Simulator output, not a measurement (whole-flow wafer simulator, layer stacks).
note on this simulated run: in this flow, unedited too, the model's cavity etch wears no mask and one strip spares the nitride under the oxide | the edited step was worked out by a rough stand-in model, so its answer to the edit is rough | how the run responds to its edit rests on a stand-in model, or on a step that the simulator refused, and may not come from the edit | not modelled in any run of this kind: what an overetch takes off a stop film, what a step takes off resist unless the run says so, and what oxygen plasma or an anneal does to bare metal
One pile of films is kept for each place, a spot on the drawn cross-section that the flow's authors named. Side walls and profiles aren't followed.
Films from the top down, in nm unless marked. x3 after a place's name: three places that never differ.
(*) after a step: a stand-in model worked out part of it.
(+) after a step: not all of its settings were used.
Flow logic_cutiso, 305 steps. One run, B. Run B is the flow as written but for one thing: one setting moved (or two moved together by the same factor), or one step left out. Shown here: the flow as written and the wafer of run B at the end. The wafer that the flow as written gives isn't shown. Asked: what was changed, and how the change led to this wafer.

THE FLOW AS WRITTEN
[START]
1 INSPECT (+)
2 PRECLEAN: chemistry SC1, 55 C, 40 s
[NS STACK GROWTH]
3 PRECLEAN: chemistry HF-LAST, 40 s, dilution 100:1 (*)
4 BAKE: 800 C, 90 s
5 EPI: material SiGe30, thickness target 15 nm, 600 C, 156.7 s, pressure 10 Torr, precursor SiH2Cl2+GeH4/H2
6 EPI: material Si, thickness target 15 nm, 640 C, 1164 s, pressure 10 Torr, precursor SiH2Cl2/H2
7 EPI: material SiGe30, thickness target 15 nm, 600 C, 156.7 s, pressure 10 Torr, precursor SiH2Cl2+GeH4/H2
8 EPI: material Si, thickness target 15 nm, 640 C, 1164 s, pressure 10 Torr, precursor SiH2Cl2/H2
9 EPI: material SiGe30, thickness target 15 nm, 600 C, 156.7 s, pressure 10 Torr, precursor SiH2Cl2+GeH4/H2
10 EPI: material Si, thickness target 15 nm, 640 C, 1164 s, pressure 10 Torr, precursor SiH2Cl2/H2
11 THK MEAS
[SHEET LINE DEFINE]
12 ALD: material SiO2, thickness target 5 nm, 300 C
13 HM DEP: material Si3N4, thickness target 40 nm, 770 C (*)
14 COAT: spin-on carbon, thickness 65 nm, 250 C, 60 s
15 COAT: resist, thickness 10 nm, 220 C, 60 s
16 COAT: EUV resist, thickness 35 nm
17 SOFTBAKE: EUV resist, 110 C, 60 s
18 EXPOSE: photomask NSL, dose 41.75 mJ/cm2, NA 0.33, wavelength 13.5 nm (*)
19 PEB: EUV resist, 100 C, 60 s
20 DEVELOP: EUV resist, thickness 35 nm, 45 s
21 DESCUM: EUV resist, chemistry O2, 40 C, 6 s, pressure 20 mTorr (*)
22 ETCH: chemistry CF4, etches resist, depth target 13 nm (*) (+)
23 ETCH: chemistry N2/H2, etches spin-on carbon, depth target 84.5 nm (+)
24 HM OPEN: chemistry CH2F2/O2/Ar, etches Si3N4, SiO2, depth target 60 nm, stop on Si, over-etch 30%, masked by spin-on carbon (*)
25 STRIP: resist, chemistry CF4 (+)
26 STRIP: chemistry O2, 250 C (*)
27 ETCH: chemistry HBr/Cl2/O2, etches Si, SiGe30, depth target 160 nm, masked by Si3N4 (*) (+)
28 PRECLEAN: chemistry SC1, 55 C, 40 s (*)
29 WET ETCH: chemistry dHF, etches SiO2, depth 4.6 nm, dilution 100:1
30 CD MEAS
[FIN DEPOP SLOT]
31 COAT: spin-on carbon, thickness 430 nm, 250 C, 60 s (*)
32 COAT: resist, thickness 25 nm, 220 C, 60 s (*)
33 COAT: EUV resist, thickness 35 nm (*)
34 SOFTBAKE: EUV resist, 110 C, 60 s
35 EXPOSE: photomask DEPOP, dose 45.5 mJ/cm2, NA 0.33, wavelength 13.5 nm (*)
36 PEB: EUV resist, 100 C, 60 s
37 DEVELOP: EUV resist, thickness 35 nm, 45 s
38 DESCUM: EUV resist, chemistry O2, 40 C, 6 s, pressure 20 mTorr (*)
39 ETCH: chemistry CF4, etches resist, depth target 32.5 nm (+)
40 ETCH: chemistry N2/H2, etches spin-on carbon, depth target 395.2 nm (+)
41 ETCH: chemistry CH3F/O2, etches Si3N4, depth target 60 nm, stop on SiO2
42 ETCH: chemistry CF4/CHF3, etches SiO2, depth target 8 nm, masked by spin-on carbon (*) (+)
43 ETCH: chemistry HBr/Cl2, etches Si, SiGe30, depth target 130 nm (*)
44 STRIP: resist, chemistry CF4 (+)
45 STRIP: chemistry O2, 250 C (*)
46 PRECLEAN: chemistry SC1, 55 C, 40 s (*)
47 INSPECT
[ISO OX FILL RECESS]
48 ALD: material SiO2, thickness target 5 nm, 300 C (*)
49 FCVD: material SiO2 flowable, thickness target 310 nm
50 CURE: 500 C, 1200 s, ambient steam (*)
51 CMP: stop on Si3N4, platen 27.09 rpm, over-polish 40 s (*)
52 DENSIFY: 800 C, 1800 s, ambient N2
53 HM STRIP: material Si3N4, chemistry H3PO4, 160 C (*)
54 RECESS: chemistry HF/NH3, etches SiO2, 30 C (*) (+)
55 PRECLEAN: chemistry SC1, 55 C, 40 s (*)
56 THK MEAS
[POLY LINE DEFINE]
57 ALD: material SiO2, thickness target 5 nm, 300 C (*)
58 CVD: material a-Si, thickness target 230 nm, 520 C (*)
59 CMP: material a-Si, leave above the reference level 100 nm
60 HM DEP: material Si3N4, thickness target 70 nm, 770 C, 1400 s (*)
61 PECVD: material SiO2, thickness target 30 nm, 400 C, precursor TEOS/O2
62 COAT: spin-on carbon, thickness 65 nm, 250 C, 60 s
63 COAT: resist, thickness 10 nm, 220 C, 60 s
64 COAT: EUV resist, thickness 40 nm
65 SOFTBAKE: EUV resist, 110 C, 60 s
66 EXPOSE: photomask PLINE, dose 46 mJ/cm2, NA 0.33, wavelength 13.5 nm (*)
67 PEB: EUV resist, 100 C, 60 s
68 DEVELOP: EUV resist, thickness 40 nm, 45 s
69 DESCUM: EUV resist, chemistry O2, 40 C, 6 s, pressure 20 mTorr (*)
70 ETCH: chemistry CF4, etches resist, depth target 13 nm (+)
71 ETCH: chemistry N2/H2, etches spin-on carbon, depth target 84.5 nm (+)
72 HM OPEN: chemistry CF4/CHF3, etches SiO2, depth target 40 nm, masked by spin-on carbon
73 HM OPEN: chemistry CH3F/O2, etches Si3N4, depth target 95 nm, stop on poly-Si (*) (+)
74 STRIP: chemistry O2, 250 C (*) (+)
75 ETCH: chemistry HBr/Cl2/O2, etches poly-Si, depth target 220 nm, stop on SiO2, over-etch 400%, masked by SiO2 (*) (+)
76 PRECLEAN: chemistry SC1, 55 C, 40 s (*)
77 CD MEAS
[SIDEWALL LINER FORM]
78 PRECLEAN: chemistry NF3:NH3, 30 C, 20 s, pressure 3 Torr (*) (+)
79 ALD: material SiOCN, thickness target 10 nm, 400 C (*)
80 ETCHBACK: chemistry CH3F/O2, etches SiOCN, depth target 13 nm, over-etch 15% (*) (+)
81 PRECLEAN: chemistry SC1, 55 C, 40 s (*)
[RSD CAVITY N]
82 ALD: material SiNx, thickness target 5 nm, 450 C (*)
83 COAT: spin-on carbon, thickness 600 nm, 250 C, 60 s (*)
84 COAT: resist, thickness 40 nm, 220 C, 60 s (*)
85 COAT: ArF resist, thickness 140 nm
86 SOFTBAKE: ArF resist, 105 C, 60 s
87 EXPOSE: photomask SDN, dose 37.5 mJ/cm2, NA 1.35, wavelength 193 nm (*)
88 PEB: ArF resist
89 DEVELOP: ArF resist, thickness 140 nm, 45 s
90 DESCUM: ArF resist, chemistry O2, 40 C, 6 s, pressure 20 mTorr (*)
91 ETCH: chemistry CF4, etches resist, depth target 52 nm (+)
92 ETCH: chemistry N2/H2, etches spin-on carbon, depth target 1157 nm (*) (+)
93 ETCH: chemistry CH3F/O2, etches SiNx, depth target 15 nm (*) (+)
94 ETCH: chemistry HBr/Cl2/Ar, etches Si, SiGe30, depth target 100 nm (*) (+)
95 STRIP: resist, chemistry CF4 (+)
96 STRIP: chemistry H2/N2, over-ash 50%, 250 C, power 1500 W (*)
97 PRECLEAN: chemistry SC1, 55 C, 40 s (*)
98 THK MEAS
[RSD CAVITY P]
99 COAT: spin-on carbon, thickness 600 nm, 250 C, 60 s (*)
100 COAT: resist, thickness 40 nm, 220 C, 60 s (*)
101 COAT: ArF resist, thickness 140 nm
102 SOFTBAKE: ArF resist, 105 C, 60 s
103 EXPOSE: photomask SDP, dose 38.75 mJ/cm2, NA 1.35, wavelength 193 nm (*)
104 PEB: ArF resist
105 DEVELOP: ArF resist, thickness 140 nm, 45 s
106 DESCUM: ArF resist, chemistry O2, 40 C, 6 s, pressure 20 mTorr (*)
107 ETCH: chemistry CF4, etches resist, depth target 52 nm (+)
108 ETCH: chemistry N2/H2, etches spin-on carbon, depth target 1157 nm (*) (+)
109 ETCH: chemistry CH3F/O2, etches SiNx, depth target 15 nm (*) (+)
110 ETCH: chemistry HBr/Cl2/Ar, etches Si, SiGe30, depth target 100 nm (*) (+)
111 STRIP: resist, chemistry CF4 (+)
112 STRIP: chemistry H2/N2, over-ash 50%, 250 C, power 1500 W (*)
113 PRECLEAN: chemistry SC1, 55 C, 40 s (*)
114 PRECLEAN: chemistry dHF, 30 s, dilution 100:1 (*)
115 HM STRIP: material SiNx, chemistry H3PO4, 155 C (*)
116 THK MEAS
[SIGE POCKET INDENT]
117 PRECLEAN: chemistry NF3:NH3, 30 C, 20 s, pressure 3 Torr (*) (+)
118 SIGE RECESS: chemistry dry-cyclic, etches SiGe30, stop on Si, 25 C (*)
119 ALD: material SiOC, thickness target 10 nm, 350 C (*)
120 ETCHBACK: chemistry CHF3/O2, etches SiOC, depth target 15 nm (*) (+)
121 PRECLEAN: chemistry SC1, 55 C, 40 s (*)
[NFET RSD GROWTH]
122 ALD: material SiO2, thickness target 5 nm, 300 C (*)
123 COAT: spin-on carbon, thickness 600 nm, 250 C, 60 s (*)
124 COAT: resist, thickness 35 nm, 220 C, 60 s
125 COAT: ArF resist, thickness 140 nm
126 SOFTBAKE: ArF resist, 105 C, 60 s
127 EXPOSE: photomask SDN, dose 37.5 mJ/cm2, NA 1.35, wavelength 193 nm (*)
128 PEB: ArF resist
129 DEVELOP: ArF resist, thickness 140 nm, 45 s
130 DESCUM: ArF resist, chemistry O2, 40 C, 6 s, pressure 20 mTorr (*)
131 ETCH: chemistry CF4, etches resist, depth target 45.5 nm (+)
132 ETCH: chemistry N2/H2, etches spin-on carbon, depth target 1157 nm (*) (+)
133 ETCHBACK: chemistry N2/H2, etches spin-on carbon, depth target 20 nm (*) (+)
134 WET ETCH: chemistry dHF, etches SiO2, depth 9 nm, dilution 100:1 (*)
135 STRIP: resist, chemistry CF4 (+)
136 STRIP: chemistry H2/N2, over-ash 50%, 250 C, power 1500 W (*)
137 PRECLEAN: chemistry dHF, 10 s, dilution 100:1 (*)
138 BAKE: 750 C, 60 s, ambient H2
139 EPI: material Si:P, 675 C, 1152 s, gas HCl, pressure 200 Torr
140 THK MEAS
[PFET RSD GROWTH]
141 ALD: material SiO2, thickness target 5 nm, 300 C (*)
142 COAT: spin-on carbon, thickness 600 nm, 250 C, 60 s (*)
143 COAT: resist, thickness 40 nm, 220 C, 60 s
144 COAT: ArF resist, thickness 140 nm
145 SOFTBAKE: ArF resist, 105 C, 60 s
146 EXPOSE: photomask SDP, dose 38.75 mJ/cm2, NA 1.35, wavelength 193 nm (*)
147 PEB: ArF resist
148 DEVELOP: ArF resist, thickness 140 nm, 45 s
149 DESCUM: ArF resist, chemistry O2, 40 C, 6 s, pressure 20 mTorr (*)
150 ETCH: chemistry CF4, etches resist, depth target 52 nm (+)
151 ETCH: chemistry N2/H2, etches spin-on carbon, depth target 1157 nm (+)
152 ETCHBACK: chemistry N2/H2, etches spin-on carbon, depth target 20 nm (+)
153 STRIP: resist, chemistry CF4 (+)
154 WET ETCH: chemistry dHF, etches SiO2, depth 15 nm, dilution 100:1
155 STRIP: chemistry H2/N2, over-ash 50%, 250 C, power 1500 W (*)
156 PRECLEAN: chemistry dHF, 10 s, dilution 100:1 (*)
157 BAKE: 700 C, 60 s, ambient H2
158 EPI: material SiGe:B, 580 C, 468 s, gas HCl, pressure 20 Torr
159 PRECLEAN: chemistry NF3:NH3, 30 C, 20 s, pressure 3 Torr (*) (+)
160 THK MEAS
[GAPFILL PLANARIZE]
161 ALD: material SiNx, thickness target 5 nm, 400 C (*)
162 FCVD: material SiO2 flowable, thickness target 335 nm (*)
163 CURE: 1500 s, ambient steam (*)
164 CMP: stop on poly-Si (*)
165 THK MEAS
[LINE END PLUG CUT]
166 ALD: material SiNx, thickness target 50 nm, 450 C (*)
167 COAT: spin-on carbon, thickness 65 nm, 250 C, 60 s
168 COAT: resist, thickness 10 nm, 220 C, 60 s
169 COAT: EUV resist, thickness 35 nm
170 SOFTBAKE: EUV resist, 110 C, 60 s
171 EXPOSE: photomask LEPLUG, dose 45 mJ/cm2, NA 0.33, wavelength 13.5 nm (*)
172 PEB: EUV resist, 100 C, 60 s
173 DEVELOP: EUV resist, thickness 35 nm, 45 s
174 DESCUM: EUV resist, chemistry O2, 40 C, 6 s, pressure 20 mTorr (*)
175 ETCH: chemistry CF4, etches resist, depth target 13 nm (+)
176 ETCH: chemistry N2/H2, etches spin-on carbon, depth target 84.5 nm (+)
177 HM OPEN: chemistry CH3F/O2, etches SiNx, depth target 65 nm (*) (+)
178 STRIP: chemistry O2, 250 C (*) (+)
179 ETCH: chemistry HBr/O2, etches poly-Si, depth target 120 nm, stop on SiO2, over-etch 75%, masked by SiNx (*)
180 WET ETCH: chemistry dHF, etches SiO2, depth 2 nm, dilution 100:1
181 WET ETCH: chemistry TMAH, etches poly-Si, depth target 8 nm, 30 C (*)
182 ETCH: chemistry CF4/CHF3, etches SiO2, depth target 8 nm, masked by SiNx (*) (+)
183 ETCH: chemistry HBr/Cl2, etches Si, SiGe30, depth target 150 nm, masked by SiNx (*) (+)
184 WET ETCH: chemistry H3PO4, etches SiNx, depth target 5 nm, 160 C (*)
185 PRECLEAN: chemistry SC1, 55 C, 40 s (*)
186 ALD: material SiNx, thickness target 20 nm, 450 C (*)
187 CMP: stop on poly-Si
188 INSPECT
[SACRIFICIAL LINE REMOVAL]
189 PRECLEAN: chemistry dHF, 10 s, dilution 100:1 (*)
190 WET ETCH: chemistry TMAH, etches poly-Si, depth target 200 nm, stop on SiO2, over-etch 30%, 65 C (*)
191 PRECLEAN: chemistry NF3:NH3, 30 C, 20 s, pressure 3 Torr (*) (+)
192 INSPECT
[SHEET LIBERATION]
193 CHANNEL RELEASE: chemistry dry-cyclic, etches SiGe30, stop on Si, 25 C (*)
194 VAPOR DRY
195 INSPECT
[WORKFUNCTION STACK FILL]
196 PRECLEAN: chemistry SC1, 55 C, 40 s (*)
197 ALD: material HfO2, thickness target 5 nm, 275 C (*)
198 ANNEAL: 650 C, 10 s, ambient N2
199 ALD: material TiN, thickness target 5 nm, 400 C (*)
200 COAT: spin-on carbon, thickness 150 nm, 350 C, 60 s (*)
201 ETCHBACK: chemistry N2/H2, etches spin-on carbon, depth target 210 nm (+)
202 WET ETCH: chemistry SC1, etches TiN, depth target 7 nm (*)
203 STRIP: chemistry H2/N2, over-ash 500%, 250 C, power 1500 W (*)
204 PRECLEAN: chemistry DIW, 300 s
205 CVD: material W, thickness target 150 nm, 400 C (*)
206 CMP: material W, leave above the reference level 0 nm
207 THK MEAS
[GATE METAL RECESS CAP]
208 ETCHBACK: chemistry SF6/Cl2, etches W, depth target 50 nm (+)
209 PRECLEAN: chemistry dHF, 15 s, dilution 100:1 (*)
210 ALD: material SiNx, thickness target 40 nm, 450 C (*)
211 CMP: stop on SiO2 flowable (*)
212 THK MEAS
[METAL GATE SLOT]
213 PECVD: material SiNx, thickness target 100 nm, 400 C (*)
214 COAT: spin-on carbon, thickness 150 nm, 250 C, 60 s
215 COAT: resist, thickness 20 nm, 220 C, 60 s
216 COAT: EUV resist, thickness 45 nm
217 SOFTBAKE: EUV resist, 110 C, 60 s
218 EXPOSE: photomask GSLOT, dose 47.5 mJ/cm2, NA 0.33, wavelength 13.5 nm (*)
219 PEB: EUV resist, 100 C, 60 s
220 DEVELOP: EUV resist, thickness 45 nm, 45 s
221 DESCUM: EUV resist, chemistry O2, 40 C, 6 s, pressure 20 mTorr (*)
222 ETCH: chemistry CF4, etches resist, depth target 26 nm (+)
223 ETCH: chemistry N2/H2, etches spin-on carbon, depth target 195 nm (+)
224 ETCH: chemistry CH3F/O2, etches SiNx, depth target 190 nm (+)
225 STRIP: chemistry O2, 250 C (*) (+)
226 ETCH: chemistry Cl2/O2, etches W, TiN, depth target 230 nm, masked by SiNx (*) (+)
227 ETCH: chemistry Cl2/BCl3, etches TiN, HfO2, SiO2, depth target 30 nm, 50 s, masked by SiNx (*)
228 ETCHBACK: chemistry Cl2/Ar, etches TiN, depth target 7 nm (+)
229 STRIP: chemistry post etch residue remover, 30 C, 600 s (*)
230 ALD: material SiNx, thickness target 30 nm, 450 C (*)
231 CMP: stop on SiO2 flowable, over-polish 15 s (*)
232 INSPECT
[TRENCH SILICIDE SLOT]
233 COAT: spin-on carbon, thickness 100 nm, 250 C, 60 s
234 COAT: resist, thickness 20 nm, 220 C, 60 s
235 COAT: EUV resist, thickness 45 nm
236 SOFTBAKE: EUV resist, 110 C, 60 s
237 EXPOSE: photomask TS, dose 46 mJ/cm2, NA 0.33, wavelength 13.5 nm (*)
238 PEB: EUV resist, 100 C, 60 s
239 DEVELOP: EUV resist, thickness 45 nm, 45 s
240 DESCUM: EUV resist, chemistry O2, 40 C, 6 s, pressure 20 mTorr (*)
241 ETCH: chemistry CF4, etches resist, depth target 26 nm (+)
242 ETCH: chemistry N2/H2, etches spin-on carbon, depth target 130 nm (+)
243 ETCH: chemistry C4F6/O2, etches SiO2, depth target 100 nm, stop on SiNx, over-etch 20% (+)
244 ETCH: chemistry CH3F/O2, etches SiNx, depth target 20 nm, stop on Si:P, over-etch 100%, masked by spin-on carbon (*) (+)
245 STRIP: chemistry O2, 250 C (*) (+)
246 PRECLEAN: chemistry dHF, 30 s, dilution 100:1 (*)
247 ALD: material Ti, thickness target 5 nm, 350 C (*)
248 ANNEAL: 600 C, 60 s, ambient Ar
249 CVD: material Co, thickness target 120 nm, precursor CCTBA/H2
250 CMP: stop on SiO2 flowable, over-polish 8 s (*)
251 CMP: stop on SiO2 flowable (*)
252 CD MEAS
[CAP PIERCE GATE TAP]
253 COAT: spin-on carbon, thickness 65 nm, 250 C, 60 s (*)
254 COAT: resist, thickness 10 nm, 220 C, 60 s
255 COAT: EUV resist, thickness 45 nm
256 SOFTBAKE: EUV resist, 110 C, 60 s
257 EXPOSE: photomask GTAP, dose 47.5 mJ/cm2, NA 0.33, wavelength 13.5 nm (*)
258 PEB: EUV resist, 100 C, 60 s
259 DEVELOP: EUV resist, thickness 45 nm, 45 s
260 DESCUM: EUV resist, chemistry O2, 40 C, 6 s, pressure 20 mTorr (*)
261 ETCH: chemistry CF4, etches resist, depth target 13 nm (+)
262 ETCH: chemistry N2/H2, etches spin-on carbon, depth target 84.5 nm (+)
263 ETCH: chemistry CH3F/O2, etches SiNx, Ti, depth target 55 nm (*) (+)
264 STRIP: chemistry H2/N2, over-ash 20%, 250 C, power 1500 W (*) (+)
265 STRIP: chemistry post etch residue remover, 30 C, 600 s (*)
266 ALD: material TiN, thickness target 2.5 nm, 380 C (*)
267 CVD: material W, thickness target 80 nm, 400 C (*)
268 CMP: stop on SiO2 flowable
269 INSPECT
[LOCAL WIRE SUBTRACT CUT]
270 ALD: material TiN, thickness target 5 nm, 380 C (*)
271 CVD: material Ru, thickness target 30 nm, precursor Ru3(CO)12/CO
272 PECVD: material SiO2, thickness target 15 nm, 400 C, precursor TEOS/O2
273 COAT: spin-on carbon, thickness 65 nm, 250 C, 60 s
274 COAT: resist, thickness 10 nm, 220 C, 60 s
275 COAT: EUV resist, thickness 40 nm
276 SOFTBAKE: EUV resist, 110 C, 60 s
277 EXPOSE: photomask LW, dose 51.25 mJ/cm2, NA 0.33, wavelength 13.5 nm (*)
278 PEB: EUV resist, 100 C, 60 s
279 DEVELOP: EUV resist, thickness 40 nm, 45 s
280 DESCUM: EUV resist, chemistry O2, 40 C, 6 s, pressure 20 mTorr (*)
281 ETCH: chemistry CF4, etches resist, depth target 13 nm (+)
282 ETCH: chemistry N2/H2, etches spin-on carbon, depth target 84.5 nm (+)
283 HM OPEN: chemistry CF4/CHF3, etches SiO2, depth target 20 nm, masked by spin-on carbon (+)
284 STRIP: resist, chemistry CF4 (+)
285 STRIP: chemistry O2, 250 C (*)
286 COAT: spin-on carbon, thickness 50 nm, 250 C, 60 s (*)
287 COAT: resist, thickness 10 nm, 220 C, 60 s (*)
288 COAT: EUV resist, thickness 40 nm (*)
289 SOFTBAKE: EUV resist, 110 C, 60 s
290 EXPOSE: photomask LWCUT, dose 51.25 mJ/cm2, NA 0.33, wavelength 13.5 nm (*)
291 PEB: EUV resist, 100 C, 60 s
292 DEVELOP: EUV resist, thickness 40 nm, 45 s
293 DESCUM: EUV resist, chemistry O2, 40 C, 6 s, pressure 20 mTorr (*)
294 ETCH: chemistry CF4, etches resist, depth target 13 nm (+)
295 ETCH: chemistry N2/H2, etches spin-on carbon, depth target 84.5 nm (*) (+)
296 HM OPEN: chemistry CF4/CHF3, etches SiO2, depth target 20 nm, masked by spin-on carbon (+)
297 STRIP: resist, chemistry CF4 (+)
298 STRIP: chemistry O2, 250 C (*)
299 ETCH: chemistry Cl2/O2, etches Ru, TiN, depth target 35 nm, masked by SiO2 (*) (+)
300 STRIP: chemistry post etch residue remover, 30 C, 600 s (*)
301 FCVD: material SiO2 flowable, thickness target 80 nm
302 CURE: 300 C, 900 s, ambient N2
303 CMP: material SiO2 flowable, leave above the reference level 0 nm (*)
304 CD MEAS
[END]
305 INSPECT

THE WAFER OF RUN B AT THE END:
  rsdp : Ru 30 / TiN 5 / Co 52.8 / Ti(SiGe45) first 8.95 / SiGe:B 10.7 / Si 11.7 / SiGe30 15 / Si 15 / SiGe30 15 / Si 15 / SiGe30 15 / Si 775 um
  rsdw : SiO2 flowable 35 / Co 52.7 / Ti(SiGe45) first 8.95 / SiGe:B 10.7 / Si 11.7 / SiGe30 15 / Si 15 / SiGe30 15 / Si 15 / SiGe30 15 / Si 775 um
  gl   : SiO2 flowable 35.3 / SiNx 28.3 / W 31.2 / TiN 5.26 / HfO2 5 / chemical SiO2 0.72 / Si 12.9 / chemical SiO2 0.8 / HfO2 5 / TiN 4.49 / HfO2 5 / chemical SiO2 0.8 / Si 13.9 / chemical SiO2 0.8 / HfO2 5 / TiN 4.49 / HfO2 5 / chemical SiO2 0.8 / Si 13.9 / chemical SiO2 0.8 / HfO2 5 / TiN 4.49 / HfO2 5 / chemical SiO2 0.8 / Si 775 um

The cause: step 108, ETCH: depth target 636.4 nm was run, where the flow has depth target 1157 nm.

How the change led to this, step by step:
  108 ETCH: chemistry N2/H2, etches spin-on carbon, depth target 1157 nm (*) (+)
      rsdp, rsdw: spin-on carbon -636.4 (as written it would be: spin-on carbon -691.7 (all of it), SiNx -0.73)
      depop, dpovl, gfld and 14 more: ArF resist -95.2 (all of it), resist -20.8 (as written it would be: ArF resist -95.2 (all of it), resist -25.2)
      (and at 3 more places)
  109 ETCH: chemistry CH3F/O2, etches SiNx, depth target 15 nm (*) (+)
      rsdp, rsdw: spin-on carbon -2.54 (as written it would be: SiNx -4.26 (all of it))
      glp, gxp: SiNx -3.55 (all of it), SiO2 -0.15 (as written it would be: SiNx -2.22 (all of it), SiO2 -0.17)
      (and at 1 more place)
  110 ETCH: chemistry HBr/Cl2/Ar, etches Si, SiGe30, depth target 100 nm (*) (+)
      rsdp, rsdw: nothing (as written it would be: chemical SiO2 -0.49 (all of it), Si -12.8 (all of it), SiGe30 -15 (all of it), Si -15 (all of it), SiGe30 -15 (all of it), Si -15 (all of it), SiGe30 -15 (all of it), Si -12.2)
  111 STRIP: resist, chemistry CF4 (+)
      glp, gxp: SiO2 -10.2 (as written it would be: nothing)
      lnrp: SiOCN -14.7 (as written it would be: nothing)
      (and at 17 more places)
  112 STRIP: chemistry H2/N2, over-ash 50%, 250 C, power 1500 W (*)
      rsdp, rsdw: spin-on carbon -52.7 (all of it) (as written it would be: nothing)
  114 PRECLEAN: chemistry dHF, 30 s, dilution 100:1 (*)
      glp, gxp: SiO2 -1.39 (all of it), Si3N4 -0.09 (as written it would be: SiO2 -4.88)
      rsdp, rsdw: SiNx -1 (as written it would be: chemical SiO2 -0.49 (all of it))
  115 HM STRIP: material SiNx, chemistry H3PO4, 155 C (*)
      glp, gxp: Si3N4 -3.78 (as written it would be: SiO2 -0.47)
      rsdp, rsdw: SiNx -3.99 (all of it), chemical SiO2 +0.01 (as written it would be: chemical SiO2 +0.5 (new film), Si -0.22)
  117 PRECLEAN: chemistry NF3:NH3, 30 C, 20 s, pressure 3 Torr (*) (+)
      glp, gxp: Si3N4 -0.2 (as written it would be: SiO2 -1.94)
  119 ALD: material SiOC, thickness target 10 nm, 350 C (*)
      gxp: SiOC +10 (new film) (as written it would be: SiOC +11 (new film))
  120 ETCHBACK: chemistry CHF3/O2, etches SiOC, depth target 15 nm (*) (+)
      rsdp, rsdw: SiOC -10 (all of it), Si -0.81 (as written it would be: SiOC -10 (all of it))
      glp: SiOC -10 (all of it), Si3N4 -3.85 (as written it would be: SiOC -10 (all of it), SiO2 -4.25 (all of it), Si3N4 -0.58)
      (and at 1 more place)
  122 ALD: material SiO2, thickness target 5 nm, 300 C (*)
      gxp: SiO2 +5 (new film) (as written it would be: SiO2 +6.75 (new film))
  123 COAT: spin-on carbon, thickness 600 nm, 250 C, 60 s (*)
      gfld, gxf, lnr, plug: spin-on carbon +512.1 (new film) (as written it would be: spin-on carbon +501.8 (new film))
      rsdp, rsdw: spin-on carbon +693.9 (new film) (as written it would be: spin-on carbon +783.2 (new film))
      (and at 5 more places)
  132 ETCH: chemistry N2/H2, etches spin-on carbon, depth target 1157 nm (*) (+)
      lnr, lnrt: spin-on carbon -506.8 (all of it), SiO2 -5 (all of it), SiOCN -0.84 (as written it would be: spin-on carbon -496.5 (all of it), SiO2 -5 (all of it), SiOCN -0.84)
      gl: spin-on carbon -512 (all of it), SiO2 -5 (all of it), Si3N4 -0.5 (as written it would be: spin-on carbon -501.7 (all of it), SiO2 -5 (all of it), Si3N4 -0.5)
      (and at 2 more places)
  135 STRIP: resist, chemistry CF4 (+)
      gl: Si3N4 -11.7 (as written it would be: Si3N4 -12.3)
  136 STRIP: chemistry H2/N2, over-ash 50%, 250 C, power 1500 W (*)
      gfld, gxf, plug: spin-on carbon -512.1 (all of it) (as written it would be: spin-on carbon -501.8 (all of it))
      rsdp, rsdw: spin-on carbon -693.9 (all of it) (as written it would be: spin-on carbon -783.2 (all of it))
      (and at 4 more places)
  142 COAT: spin-on carbon, thickness 600 nm, 250 C, 60 s (*)
      glp: spin-on carbon +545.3 (new film) (as written it would be: spin-on carbon +530.5 (new film))
      gxp: spin-on carbon +545.3 (new film) (as written it would be: spin-on carbon +528.2 (new film))
      (and at 3 more places)
  ... 5 more steps ...
  164 CMP: stop on poly-Si (*)
      glp: SiO2 flowable -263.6 (all of it), SiNx -5 (all of it), Si3N4 -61 (all of it) (as written it would be: SiO2 flowable -257.4 (all of it), SiNx -5 (all of it), Si3N4 -68.6 (all of it))
      gxp: SiO2 flowable -263.6 (all of it), SiNx -5 (all of it), Si3N4 -61 (all of it) (as written it would be: SiO2 flowable -256.8 (all of it), SiNx -5 (all of it), Si3N4 -69.2 (all of it))
      (and at 1 more place)
